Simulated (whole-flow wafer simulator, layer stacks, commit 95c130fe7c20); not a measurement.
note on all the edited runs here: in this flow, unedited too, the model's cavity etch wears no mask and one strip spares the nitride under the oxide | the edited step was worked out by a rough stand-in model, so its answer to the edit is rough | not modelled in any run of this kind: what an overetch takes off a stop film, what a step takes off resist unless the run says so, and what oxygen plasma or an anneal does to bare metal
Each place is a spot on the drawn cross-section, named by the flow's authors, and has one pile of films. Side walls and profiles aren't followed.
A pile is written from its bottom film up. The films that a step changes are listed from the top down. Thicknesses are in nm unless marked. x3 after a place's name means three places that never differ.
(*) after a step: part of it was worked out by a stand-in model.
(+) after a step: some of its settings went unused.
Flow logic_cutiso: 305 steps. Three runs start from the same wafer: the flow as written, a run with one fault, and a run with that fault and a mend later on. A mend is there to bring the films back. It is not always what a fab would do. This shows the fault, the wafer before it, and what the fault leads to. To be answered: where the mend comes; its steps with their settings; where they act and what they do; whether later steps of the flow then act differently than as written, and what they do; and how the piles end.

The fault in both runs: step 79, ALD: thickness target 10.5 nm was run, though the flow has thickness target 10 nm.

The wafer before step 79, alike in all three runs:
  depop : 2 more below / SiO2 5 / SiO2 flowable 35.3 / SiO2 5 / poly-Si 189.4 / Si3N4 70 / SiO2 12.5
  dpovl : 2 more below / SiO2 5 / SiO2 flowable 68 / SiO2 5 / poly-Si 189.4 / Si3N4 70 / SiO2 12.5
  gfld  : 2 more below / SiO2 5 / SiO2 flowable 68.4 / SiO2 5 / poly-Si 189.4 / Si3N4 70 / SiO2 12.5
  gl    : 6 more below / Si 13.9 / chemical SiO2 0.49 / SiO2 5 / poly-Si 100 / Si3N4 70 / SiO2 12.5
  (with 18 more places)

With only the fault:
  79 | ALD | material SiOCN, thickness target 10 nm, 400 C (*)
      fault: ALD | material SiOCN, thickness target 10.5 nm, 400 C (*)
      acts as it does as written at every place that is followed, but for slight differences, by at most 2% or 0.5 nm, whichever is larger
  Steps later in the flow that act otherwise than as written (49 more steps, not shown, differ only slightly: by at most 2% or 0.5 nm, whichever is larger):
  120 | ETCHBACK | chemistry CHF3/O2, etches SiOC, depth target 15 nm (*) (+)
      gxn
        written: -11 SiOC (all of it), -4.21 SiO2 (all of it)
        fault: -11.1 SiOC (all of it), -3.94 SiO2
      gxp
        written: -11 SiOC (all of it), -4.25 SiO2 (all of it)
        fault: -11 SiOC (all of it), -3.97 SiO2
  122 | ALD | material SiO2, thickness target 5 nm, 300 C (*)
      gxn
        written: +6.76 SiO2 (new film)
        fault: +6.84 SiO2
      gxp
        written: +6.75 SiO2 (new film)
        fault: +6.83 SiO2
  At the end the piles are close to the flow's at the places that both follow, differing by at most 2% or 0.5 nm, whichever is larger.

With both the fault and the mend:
  The mend stands after step 79.
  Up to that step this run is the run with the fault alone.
  80 | ETCHBACK | chemistry CH3F/O2, etches SiOCN, depth target 13.5 nm, over-etch 15% (*) (+) (the flow's step 80; as written it has depth target 13 nm)
      depop, dpovl, gfld and 10 more
        -10.5 SiOCN (all of it), -0.75 SiO2
      rsdn, rsdp, rsdw, rsdx
        -10.5 SiOCN (all of it), -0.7 Si
      lnr, lnrp, lnrt
        +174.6 SiOCN
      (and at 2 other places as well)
  Later steps of the flow that are run all act as written at every place that is followed, up to a difference of at most 2% or 0.5 nm, whichever is larger.
  At every place that both follow, the piles at the end match the flow's.
